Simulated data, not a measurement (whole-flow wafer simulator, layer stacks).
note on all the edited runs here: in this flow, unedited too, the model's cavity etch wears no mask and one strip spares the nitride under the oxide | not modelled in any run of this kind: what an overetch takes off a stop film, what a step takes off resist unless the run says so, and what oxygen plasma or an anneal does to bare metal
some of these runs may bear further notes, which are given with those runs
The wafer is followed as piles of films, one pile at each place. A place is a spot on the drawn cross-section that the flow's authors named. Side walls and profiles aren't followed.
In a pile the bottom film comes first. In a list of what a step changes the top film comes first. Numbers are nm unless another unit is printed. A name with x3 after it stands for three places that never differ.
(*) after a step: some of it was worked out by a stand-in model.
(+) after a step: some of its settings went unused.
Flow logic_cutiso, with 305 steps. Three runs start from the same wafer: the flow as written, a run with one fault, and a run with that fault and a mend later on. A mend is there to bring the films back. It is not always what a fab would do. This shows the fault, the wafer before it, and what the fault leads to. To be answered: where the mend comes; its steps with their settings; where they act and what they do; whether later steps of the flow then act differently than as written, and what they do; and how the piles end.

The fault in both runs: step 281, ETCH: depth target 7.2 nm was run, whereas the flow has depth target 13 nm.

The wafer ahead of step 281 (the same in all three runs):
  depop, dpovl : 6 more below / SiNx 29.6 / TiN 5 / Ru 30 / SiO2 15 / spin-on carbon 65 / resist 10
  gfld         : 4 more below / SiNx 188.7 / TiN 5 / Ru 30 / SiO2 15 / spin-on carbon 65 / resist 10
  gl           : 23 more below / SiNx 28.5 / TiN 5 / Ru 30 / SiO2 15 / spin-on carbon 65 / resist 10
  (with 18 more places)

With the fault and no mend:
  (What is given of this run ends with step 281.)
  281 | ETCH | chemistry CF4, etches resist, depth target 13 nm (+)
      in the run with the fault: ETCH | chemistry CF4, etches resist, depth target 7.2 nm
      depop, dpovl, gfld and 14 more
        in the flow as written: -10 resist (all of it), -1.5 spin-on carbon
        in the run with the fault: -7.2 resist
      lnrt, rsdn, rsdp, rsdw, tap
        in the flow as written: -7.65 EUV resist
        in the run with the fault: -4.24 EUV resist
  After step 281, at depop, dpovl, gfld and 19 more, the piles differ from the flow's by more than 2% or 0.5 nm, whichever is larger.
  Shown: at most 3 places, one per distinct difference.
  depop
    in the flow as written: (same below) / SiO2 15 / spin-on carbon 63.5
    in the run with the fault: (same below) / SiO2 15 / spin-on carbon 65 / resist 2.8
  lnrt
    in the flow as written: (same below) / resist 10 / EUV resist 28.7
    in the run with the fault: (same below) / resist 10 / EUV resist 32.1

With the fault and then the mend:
  After step 281 comes the mend.
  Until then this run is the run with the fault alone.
  281a | ETCH | chemistry CF4, etches resist, depth target 5.8 nm (*) (+) (a further turn of the flow's step 281, with different settings)
      depop, dpovl, gfld and 14 more
        -2.8 resist (all of it), -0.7 spin-on carbon
      lnrt, rsdn, rsdp, rsdw, tap
        -2.47 EUV resist
  Later steps of the flow acting differently than as written (not shown: 1 more step that differs only slightly, by at most 2% or 0.5 nm, whichever is larger):
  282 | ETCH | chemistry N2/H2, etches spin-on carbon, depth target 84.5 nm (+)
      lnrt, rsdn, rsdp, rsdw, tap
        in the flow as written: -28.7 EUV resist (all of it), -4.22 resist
        in the run with the mend: -29.6 EUV resist (all of it), -4.17 resist
  At every place that both follow, the piles at the end match the flow's.
